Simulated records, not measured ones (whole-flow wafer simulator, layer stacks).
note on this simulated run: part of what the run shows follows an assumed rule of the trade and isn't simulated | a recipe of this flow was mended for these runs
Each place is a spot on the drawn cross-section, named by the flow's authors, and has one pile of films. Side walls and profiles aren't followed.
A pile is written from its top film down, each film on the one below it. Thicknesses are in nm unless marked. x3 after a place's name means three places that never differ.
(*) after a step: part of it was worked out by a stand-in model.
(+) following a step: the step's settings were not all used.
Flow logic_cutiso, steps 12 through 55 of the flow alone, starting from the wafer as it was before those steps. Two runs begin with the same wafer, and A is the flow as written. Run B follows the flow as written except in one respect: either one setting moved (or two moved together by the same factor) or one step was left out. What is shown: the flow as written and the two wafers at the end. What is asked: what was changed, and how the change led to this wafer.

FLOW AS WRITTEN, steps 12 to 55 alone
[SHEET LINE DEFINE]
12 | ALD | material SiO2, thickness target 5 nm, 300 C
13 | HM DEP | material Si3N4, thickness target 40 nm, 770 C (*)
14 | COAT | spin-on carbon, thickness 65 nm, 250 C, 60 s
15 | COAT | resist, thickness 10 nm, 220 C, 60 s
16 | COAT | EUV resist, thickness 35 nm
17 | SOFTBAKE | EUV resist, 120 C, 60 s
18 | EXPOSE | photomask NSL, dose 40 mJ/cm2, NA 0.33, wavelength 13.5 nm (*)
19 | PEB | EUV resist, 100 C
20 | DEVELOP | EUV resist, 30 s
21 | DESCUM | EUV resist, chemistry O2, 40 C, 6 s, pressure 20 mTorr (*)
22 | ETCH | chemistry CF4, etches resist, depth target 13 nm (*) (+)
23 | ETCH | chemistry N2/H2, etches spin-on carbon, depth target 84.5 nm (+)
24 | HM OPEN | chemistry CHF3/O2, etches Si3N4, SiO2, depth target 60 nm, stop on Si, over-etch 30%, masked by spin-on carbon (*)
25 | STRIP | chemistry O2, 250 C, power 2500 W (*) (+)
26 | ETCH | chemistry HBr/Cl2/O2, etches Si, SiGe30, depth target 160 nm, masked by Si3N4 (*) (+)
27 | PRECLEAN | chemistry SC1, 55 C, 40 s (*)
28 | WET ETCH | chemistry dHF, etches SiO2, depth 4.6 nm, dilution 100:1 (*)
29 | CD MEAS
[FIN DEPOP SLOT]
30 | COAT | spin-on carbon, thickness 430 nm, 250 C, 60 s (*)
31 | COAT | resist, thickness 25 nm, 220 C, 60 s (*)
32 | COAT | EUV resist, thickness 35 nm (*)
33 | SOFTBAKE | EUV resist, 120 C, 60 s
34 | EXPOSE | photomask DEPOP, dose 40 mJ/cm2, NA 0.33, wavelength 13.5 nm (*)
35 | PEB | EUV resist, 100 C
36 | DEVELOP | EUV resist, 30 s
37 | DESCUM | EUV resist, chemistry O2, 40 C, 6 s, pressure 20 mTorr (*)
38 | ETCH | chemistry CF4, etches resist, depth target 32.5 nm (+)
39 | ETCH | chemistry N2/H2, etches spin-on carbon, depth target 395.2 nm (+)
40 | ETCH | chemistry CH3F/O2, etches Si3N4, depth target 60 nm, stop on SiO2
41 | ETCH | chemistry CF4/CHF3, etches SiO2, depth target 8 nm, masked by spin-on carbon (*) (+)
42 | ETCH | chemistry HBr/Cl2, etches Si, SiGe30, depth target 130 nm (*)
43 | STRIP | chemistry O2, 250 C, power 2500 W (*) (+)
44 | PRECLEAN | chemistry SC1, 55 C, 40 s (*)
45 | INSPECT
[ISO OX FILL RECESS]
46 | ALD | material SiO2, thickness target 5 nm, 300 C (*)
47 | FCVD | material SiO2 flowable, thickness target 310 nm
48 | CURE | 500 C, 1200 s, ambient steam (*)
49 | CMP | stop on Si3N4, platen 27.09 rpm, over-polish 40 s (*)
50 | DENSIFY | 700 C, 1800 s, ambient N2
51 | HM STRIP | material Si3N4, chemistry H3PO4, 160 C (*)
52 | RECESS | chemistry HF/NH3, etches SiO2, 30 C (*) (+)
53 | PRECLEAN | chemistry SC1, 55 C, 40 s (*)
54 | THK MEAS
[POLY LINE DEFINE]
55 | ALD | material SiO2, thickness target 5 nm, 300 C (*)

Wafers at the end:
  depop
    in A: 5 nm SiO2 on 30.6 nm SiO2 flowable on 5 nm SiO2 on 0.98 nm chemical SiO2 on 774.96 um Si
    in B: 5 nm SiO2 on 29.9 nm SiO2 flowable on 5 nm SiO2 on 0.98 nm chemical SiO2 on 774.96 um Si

The reason: step 41, ETCH: depth target 6.2 nm was run, though the flow has depth target 8 nm.

How this came from the change, step by step:
  41 | ETCH | chemistry CF4/CHF3, etches SiO2, depth target 8 nm, masked by spin-on carbon (*) (+)
      gfld: A resist loses 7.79 (all of it), spin-on carbon loses 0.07 | B resist loses 6.2
      gl: A resist loses 6.59 (all of it), spin-on carbon loses 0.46 | B resist loses 6.2
      (also at 20 further places)
  42 | ETCH | chemistry HBr/Cl2, etches Si, SiGe30, depth target 130 nm (*)
      gfld: A spin-on carbon loses 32 | B resist loses 1.59 (all of it), spin-on carbon loses 29.8
      gxf: A spin-on carbon loses 32 | B resist loses 1.27 (all of it), spin-on carbon loses 30.2
      (also at 7 further places)
